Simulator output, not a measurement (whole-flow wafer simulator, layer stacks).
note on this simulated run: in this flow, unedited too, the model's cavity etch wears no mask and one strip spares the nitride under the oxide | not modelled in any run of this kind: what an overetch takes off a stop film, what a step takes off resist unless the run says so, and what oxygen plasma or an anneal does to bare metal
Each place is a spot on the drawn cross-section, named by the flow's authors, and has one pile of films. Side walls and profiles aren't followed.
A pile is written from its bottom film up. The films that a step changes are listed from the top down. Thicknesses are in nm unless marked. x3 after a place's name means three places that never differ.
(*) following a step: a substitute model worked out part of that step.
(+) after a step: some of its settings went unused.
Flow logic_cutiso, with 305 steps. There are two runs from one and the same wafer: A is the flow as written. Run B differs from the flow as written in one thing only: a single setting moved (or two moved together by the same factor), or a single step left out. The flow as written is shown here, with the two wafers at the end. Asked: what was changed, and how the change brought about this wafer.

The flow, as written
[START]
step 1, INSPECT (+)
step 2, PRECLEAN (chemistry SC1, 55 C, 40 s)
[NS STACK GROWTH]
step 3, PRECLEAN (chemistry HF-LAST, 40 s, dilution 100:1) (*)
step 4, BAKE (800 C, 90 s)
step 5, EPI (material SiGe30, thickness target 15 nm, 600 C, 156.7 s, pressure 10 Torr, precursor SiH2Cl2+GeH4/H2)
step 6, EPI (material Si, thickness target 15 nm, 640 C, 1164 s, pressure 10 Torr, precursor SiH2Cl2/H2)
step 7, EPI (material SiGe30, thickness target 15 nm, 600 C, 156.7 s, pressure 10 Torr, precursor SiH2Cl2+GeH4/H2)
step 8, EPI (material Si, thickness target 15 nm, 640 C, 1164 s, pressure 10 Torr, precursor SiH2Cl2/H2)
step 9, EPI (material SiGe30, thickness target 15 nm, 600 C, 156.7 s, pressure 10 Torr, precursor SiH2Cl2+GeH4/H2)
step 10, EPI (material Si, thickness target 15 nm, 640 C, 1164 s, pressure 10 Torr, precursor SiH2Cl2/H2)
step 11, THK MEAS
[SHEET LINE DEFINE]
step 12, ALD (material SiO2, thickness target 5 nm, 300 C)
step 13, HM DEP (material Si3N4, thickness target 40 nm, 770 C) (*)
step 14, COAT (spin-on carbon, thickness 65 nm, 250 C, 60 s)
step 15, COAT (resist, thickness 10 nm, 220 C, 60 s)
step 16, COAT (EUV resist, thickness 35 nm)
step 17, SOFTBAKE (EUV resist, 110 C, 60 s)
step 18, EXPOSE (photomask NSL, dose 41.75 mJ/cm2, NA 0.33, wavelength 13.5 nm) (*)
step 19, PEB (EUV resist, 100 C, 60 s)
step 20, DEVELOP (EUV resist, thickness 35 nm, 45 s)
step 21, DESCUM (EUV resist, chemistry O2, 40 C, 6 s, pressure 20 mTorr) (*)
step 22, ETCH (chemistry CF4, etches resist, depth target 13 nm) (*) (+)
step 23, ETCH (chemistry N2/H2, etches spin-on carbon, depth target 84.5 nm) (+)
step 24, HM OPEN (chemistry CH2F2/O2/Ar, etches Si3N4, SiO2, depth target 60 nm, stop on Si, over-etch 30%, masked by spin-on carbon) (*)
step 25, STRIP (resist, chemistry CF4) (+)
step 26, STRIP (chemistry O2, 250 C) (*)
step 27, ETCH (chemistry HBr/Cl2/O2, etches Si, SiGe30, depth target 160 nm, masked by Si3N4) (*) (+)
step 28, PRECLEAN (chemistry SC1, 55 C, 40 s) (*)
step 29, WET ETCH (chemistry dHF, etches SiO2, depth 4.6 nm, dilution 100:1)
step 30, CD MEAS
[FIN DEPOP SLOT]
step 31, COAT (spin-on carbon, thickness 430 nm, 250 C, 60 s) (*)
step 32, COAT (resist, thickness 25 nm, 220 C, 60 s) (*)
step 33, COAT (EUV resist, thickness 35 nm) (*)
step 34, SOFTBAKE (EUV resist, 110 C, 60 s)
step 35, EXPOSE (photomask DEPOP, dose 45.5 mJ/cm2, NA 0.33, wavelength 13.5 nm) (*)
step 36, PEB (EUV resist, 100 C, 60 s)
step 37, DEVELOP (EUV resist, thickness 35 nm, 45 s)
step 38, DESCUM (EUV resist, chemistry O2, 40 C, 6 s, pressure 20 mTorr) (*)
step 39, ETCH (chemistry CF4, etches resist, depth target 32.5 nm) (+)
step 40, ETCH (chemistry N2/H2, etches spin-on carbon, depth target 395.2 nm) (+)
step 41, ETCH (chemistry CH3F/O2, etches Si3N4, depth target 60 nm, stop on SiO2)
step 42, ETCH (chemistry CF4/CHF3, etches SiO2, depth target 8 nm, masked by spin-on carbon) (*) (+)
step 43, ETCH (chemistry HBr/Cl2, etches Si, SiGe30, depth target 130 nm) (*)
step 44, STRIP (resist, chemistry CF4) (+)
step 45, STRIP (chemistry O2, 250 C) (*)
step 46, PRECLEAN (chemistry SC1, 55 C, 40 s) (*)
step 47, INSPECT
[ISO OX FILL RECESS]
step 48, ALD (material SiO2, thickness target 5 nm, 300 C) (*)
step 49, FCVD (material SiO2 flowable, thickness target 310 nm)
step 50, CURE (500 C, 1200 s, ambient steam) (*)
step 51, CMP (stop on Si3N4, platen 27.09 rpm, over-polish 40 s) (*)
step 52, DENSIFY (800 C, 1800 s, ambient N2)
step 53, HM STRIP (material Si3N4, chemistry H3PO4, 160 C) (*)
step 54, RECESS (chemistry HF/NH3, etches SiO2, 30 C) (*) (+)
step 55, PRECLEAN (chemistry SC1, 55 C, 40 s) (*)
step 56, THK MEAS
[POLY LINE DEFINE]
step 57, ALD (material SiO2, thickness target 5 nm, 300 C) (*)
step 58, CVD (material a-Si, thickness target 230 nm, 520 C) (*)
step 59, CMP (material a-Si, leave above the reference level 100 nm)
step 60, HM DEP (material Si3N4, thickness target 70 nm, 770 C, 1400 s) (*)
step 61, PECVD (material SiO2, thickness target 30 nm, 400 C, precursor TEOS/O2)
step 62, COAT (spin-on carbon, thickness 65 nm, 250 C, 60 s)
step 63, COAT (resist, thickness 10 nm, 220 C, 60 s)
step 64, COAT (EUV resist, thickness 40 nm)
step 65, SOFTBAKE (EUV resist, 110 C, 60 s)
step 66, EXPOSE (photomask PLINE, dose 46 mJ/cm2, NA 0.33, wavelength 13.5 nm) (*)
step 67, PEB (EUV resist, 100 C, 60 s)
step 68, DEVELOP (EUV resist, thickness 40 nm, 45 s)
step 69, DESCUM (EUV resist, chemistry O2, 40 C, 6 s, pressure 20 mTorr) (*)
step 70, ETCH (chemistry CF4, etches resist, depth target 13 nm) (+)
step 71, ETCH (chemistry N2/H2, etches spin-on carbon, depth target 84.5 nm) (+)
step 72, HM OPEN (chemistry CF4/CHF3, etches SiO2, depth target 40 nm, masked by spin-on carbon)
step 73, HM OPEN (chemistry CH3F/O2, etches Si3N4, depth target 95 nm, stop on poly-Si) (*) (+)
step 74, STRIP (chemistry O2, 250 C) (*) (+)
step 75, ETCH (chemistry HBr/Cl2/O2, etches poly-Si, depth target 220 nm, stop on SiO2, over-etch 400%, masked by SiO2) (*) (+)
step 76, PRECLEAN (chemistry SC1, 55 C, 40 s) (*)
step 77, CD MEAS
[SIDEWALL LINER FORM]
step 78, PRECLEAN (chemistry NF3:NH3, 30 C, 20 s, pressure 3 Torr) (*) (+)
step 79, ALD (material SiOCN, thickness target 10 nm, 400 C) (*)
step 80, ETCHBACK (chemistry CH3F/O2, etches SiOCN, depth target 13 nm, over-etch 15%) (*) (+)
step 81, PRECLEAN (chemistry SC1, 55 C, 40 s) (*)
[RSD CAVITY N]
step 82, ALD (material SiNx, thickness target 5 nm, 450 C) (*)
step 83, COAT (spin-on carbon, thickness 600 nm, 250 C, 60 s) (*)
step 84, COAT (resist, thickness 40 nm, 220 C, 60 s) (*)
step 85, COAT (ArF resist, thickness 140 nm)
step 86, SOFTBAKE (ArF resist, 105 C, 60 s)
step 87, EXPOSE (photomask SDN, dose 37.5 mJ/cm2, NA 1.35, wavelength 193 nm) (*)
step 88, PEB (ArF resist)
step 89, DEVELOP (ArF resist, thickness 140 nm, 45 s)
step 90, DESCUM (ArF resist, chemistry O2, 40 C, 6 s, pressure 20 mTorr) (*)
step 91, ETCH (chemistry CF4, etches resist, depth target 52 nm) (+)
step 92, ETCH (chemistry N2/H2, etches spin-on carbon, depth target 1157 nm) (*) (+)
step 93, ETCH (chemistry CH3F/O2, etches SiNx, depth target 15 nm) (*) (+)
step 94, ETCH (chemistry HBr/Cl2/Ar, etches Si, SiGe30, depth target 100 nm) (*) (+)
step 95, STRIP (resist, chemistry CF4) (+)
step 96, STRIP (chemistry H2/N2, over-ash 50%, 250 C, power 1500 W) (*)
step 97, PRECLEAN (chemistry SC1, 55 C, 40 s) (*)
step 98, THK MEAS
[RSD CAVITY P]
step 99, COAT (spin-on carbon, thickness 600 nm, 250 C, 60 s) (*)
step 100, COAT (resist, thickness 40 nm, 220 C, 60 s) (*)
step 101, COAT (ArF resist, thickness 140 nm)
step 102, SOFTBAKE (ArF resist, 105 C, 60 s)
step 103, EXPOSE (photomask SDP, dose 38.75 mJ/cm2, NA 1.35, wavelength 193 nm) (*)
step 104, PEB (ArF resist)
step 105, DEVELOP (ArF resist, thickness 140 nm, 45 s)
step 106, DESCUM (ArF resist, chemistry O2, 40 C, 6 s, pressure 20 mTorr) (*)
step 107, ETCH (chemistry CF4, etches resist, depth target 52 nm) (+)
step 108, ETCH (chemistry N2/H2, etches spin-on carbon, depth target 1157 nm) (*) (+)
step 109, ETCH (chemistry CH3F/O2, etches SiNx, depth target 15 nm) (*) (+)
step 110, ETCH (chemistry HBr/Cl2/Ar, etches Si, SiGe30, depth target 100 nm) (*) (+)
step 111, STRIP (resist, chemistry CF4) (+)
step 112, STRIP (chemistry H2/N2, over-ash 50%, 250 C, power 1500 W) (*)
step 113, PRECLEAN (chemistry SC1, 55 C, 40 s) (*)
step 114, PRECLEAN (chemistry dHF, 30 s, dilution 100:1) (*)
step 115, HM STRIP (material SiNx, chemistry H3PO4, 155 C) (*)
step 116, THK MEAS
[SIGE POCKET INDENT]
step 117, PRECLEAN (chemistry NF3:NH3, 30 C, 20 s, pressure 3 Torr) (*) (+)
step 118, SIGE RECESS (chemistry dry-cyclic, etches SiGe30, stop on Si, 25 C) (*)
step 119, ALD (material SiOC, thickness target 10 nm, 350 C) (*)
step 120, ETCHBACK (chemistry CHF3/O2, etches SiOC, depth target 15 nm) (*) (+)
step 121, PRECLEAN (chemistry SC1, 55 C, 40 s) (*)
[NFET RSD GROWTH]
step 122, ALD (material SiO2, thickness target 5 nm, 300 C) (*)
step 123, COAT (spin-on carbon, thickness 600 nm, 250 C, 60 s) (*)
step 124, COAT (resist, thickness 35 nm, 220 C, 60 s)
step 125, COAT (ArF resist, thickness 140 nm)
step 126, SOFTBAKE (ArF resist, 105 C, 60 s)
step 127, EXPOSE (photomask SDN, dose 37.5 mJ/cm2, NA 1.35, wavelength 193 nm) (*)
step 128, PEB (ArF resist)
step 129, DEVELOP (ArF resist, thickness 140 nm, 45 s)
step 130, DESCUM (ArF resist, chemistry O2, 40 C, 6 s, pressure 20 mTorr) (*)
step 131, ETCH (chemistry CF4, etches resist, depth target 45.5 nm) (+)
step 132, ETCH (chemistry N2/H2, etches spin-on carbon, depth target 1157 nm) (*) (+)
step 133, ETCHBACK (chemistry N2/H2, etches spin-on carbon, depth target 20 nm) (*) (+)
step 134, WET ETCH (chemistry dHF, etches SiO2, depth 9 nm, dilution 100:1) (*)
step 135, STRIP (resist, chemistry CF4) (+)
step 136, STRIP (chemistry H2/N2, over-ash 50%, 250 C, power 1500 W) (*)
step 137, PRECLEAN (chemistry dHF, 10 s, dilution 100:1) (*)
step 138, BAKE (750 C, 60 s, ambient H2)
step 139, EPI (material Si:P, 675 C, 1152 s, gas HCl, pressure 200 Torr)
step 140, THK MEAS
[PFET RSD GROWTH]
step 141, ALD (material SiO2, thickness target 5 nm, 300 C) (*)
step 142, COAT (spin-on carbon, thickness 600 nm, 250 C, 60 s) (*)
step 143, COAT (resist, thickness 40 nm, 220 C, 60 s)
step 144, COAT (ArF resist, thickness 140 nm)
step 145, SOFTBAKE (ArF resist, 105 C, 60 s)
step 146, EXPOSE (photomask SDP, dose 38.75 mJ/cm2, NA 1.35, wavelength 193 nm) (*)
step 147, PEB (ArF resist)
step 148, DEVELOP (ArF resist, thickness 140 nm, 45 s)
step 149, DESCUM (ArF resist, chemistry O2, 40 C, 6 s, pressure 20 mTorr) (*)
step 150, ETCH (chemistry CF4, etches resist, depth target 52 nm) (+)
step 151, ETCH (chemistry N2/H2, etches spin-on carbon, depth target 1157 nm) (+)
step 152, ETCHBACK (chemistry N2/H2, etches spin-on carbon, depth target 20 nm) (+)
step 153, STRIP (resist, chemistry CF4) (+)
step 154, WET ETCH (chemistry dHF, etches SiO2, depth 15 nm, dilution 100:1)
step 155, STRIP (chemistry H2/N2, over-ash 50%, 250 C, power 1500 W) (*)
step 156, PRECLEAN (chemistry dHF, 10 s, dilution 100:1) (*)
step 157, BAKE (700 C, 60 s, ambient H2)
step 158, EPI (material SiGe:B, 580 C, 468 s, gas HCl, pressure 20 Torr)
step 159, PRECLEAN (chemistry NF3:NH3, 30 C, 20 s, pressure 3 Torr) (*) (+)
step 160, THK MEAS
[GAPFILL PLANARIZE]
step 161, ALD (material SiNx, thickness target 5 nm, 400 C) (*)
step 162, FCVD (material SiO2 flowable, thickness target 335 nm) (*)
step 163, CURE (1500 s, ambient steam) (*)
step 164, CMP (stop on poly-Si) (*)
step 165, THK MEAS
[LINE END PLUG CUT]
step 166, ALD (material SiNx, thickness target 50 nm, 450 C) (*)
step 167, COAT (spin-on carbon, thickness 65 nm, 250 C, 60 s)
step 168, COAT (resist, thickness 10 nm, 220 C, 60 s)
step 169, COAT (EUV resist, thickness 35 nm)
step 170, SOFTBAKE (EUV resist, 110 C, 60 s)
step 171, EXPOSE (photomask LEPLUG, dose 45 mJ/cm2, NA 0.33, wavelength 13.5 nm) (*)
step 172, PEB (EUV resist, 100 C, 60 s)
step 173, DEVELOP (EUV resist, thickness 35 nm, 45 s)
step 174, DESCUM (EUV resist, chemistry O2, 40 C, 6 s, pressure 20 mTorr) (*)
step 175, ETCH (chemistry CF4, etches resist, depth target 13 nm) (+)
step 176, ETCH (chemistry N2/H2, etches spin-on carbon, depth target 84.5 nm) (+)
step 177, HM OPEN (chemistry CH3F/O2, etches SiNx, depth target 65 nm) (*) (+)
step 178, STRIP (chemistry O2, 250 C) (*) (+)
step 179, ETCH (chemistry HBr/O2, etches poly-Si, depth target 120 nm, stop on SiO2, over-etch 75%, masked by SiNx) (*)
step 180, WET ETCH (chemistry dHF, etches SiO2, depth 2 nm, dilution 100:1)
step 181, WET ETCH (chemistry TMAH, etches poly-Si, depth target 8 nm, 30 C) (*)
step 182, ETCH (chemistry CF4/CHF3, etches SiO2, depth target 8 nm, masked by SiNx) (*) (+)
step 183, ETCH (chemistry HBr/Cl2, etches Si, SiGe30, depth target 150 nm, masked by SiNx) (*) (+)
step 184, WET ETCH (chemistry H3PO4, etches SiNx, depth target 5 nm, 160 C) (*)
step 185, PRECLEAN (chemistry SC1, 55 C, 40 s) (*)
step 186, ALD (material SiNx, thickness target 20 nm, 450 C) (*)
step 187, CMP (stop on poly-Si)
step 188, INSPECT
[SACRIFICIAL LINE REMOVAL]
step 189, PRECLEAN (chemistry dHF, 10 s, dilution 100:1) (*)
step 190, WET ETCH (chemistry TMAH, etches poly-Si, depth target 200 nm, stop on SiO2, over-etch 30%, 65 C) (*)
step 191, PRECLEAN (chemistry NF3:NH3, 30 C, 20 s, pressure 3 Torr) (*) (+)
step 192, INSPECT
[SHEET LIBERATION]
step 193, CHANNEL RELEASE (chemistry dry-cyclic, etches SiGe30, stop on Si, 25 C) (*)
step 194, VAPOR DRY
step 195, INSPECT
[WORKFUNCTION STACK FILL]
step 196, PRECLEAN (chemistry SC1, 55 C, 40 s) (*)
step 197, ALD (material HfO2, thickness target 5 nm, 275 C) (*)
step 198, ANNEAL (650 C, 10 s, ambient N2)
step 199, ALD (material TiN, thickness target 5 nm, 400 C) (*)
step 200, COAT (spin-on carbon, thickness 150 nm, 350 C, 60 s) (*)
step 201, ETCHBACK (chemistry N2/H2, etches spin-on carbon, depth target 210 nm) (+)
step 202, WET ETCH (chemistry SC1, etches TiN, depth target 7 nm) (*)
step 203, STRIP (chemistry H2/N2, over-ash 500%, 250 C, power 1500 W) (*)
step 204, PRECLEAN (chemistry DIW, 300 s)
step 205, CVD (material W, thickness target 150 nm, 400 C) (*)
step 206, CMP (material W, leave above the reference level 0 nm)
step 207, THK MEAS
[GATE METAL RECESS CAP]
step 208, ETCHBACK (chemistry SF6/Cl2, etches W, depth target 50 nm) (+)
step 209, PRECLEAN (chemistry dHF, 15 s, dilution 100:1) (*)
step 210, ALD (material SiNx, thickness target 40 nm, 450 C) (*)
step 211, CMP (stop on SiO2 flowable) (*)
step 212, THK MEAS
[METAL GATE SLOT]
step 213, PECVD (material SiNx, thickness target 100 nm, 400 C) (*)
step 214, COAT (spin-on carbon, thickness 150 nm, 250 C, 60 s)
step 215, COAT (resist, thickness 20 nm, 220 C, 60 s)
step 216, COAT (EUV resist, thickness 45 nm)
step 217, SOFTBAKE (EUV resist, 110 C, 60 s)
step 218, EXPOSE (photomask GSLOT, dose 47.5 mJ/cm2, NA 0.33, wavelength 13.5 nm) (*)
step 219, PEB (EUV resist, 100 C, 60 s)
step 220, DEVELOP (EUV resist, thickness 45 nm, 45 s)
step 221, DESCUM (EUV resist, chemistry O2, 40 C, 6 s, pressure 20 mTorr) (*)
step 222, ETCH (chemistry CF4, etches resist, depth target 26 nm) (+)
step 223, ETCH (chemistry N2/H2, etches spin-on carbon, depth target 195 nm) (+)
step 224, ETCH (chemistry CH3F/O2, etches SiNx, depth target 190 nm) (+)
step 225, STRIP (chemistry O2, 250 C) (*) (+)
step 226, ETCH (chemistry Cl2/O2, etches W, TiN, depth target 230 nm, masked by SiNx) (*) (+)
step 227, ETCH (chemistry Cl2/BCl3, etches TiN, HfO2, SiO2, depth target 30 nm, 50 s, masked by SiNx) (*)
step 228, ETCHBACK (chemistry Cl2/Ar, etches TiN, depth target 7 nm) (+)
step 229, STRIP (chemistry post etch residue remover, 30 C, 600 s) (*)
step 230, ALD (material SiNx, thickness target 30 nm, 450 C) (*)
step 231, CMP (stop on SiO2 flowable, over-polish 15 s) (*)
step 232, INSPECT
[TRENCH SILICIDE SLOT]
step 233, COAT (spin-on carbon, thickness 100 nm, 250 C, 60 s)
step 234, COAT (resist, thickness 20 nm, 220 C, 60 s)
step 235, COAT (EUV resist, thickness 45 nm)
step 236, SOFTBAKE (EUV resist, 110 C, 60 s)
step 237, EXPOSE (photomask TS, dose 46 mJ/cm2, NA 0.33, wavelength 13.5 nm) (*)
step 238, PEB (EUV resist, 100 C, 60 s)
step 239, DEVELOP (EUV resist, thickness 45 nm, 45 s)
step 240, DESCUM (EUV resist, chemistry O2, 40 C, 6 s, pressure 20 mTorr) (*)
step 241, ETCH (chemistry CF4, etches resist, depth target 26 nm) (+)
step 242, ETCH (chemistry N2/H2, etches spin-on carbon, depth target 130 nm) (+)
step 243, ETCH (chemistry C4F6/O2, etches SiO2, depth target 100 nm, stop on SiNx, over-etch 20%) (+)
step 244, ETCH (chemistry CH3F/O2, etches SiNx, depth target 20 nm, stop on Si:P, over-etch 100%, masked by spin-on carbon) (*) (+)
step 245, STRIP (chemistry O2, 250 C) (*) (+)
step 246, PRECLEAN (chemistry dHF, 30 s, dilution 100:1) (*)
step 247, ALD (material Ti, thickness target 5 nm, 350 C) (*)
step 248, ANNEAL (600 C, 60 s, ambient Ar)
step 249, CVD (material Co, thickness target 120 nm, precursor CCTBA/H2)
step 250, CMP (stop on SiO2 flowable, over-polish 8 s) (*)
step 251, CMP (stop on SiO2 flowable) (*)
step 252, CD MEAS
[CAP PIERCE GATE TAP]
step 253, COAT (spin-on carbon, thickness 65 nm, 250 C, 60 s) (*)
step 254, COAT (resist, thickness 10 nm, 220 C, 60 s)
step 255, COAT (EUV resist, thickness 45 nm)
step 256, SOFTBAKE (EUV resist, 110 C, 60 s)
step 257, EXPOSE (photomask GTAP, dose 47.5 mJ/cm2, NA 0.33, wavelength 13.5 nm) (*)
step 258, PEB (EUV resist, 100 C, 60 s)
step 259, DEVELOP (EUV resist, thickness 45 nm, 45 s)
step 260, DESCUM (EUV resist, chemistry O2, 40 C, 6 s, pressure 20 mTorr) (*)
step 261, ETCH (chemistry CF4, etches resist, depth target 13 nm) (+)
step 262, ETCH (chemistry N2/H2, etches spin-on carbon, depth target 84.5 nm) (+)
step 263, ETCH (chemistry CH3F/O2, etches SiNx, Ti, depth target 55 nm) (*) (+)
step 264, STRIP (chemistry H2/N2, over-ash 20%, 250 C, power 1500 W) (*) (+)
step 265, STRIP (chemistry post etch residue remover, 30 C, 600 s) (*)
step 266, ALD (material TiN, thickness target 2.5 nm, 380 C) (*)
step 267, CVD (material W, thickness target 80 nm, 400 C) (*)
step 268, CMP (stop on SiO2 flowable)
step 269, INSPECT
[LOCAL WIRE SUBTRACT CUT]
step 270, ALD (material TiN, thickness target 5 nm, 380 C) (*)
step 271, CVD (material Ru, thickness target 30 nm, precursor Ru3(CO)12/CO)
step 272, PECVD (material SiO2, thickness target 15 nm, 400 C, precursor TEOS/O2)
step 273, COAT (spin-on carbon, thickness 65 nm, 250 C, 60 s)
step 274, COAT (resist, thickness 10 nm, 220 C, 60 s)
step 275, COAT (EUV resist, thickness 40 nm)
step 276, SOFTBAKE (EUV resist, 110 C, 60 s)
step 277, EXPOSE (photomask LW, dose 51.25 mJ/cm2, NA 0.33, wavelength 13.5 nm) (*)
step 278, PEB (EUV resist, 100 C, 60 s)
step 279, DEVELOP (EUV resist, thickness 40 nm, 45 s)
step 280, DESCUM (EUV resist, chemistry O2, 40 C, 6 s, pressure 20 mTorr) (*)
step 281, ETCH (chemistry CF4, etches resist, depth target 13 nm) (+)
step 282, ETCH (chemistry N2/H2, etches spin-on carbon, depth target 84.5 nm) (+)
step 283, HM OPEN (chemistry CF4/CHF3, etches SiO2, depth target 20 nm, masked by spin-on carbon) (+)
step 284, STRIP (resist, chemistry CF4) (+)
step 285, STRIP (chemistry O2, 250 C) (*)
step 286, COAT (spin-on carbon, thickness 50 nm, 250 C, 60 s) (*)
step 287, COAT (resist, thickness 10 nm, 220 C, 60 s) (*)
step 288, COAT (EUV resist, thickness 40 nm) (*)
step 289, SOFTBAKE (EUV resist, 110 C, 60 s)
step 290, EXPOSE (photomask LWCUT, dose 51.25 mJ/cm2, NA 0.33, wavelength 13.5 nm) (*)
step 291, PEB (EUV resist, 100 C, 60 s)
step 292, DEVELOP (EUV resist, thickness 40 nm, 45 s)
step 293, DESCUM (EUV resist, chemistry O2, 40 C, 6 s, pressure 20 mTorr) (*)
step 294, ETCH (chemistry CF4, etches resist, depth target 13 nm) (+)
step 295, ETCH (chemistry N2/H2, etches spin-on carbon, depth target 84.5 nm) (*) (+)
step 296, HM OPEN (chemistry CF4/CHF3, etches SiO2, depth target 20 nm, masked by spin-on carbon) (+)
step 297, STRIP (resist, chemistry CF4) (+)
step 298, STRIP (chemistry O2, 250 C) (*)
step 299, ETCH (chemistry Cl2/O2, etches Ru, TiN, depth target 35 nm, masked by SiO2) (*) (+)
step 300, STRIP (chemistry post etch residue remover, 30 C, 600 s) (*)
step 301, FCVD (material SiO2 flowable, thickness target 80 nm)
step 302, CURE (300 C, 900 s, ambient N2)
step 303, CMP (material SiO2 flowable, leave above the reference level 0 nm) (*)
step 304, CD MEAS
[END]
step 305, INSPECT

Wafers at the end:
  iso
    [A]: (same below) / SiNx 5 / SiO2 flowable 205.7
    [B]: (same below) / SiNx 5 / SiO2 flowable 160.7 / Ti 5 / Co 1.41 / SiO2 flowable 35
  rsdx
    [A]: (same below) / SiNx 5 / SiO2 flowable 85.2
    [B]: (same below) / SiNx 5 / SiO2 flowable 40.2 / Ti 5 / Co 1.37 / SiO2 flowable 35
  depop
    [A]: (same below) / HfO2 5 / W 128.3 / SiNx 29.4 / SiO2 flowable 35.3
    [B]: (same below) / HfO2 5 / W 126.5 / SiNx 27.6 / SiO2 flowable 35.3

What caused this: step 163, CURE: 1500 s, ambient steam (*), was not run.

The path from the change to this, step by step:
  step 164, CMP (stop on poly-Si) (*)
      depop, dpovl, isow, ns, nsgap: A -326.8 SiO2 flowable (all of it), -5 SiNx (all of it), -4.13 SiO2 (all of it), -70 Si3N4 (all of it) | B -335 SiO2 flowable (all of it), -5 SiNx (all of it), -4.13 SiO2 (all of it), -70 Si3N4 (all of it)
      iso, rsdn, rsdp, rsdx: A -331 SiO2 flowable | B -338.4 SiO2 flowable
      (and at 13 other places as well)
  step 189, PRECLEAN (chemistry dHF, 10 s, dilution 100:1) (*)
      rsdn, rsdx: A -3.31 SiO2 flowable | B -4.66 SiO2 flowable
      rsdp, rsdw: A -3.33 SiO2 flowable | B -4.66 SiO2 flowable
      (and at 1 other place as well)
  step 206, CMP (material W, leave above the reference level 0 nm)
      lnr, lnri, lnrp, lnrt: A -150 W (all of it), -5 HfO2 (all of it), -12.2 SiOCN | B -150 W (all of it), -5 HfO2 (all of it), -14 SiOCN
      plug: A -150.2 W (all of it), -5 HfO2 (all of it), -12 SiNx | B -150.2 W (all of it), -5 HfO2 (all of it), -13.8 SiNx
  step 209, PRECLEAN (chemistry dHF, 15 s, dilution 100:1) (*)
      rsdn, rsdx: A -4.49 SiO2 flowable | B -7.18 SiO2 flowable
      rsdp, rsdw: A -4.5 SiO2 flowable | B -7.18 SiO2 flowable
      (and at 1 other place as well)
  step 211, CMP (stop on SiO2 flowable) (*)
      gfld, gl, glp, gxf, gxn, gxp, tap: A -43.2 SiNx | B -46 SiNx
      depop, dpovl, isow, ns, nsgap: A -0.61 SiNx | B -3.35 SiNx
      (and at 5 other places as well)
  step 224, ETCH (chemistry CH3F/O2, etches SiNx, depth target 190 nm) (+)
      gfld: A -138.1 SiNx (all of it), -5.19 W | B -135.3 SiNx (all of it), -5.47 W
  step 243, ETCH (chemistry C4F6/O2, etches SiO2, depth target 100 nm, stop on SiNx, over-etch 20%) (+)
      depop, dpovl, gfld and 16 more: A -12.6 resist (all of it), -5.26 spin-on carbon | B -12.6 resist (all of it), -4.71 spin-on carbon
      rsdn, rsdp, rsdw: A -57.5 SiO2 flowable (all of it) | B -52.9 SiO2 flowable (all of it)
  step 246, PRECLEAN (chemistry dHF, 30 s, dilution 100:1) (*)
      iso: A -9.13 SiO2 flowable | B -14.6 SiO2 flowable
      rsdx: A -8.73 SiO2 flowable | B -14.6 SiO2 flowable
  step 249, CVD (material Co, thickness target 120 nm, precursor CCTBA/H2)
      rsdp, rsdw: A +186 Co (new film) | B +181.5 Co (new film)
      iso: A +128.3 Co (new film) | B +133.8 Co (new film)
      (and at 2 other places as well)
  step 250, CMP (stop on SiO2 flowable, over-polish 8 s) (*)
      rsdx: A -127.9 Co (all of it) | B -127.1 Co
  step 251, CMP (stop on SiO2 flowable) (*)
      iso: A -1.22 Co (all of it), -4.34 Ti | B -5 Co
      rsdx: A -5 Ti (all of it) | B -5 Co
  step 263, ETCH (chemistry CH3F/O2, etches SiNx, Ti, depth target 55 nm) (*) (+)
      glp, lnrp, lnrt, plug, rsdn, rsdp, rsdw: A -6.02 resist (all of it), -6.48 spin-on carbon | B -6.03 resist (all of it), -4.51 spin-on carbon
      depop, dpovl, gl, isow, ns, nsgap: A -6.03 resist (all of it), -6.46 spin-on carbon | B -6.03 resist (all of it), -4.51 spin-on carbon
      (and at 9 other places as well)
  step 264, STRIP (chemistry H2/N2, over-ash 20%, 250 C, power 1500 W) (*) (+)
      gfld, gl, glp and 11 more: A -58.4 spin-on carbon (all of it) | B -60.5 spin-on carbon (all of it)
      depop, dpovl, isow, ns, nsgap: A -58.5 spin-on carbon (all of it) | B -60.5 spin-on carbon (all of it)
      (and at 1 other place as well)
  step 265, STRIP (chemistry post etch residue remover, 30 C, 600 s) (*)
      iso: A -0.66 Ti (all of it) | B nothing
  step 267, CVD (material W, thickness target 80 nm, 400 C) (*)
      tap: A +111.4 W (new film) | B +108.6 W (new film)
  step 268, CMP (stop on SiO2 flowable)
      depop, dpovl, gfld and 9 more: A -80.2 W (all of it), -2.5 TiN (all of it), -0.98 SiNx | B -80.2 W (all of it), -2.5 TiN (all of it)
      lnr, lnri, lnrp, lnrt: A -80 W (all of it), -2.5 TiN (all of it), -1.22 SiOCN | B -80 W (all of it), -2.5 TiN (all of it), -0.24 SiOCN
      (and at 3 other places as well)
  step 301, FCVD (material SiO2 flowable, thickness target 80 nm)
      iso, rsdx: A +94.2 SiO2 flowable | B +94.2 SiO2 flowable (new film)
With metal films that touch counted as one body, iso has 1 body; the flow as written gives 0 bodies.
With metal films that touch counted as one body, rsdx has 1 body; the flow as written gives 0 bodies.
